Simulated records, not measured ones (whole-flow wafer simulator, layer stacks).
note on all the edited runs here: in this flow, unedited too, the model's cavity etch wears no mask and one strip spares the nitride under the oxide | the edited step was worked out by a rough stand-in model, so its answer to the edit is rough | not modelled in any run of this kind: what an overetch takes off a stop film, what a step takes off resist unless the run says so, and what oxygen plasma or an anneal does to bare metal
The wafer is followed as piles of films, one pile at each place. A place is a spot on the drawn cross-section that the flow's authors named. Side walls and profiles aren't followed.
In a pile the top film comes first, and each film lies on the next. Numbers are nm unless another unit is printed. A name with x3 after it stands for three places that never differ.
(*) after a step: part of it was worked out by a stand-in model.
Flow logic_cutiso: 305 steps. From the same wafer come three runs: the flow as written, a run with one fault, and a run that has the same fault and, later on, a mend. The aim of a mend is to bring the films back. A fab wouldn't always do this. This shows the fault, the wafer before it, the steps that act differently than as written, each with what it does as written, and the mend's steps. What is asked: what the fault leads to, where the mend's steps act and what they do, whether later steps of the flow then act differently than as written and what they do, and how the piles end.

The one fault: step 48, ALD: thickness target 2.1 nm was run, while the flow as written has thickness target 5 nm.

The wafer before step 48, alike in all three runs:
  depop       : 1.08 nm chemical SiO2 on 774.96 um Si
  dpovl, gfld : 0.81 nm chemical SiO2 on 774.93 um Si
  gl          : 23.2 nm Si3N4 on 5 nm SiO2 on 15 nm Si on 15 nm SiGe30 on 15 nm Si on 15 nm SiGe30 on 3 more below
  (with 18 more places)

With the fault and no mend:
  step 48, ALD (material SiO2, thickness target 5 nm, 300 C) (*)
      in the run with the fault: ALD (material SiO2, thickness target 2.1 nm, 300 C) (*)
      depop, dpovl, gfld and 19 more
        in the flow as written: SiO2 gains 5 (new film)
        in the run with the fault: SiO2 gains 2.1 (new film)
  Steps further on in the flow that do not act as written (5 other steps are not shown; they differ only slightly, by no more than 2% or 0.5 nm, whichever is larger):
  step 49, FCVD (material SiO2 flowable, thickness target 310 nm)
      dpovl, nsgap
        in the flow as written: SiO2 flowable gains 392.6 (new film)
        in the run with the fault: SiO2 flowable gains 380.5 (new film)
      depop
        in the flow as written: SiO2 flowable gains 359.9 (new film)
        in the run with the fault: SiO2 flowable gains 347.8 (new film)
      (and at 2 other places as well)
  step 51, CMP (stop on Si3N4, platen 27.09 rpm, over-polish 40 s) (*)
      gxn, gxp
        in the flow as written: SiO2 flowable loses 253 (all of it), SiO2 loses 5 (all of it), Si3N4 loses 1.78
        in the run with the fault: SiO2 flowable loses 251.5 (all of it), SiO2 loses 2.1 (all of it), Si3N4 loses 1.78
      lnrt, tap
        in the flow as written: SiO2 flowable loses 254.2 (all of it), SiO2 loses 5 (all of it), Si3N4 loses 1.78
        in the run with the fault: SiO2 flowable loses 252.7 (all of it), SiO2 loses 2.1 (all of it), Si3N4 loses 1.78
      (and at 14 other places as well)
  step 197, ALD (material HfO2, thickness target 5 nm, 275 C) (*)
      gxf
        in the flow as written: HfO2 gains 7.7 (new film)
        in the run with the fault: HfO2 gains 5 (new film)
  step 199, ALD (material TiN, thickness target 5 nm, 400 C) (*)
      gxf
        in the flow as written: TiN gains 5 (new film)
        in the run with the fault: TiN gains 7.64 (new film)
  The piles end different from the flow's at depop, dpovl, gfld, gxf, iso, isow, lnri, nsgap by more than 2% or 0.5 nm, whichever is larger.
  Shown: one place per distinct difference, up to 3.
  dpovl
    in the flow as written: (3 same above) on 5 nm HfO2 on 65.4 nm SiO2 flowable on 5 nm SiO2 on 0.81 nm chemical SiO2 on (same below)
    in the run with the fault: (3 same above) on 5 nm HfO2 on 68.3 nm SiO2 flowable on 2.1 nm SiO2 on 0.81 nm chemical SiO2 on (same below)
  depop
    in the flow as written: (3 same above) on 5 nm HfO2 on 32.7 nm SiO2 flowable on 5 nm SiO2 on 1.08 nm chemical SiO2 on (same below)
    in the run with the fault: (3 same above) on 5 nm HfO2 on 35.6 nm SiO2 flowable on 2.1 nm SiO2 on 1.08 nm chemical SiO2 on (same below)
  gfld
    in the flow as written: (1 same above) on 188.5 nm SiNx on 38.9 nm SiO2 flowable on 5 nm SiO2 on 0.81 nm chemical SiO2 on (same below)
    in the run with the fault: (1 same above) on 188.5 nm SiNx on 41.8 nm SiO2 flowable on 2.1 nm SiO2 on 0.81 nm chemical SiO2 on (same below)

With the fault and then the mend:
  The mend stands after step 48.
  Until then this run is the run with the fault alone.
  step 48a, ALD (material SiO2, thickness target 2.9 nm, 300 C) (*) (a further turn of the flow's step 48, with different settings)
      depop, dpovl, gfld and 19 more
        SiO2 gains 2.9
  None of the later steps of the flow differs from how it acts as written, at any place that is followed, by more than 2% or 0.5 nm, whichever is larger.
  The piles end the same as the flow's at every place that both follow.
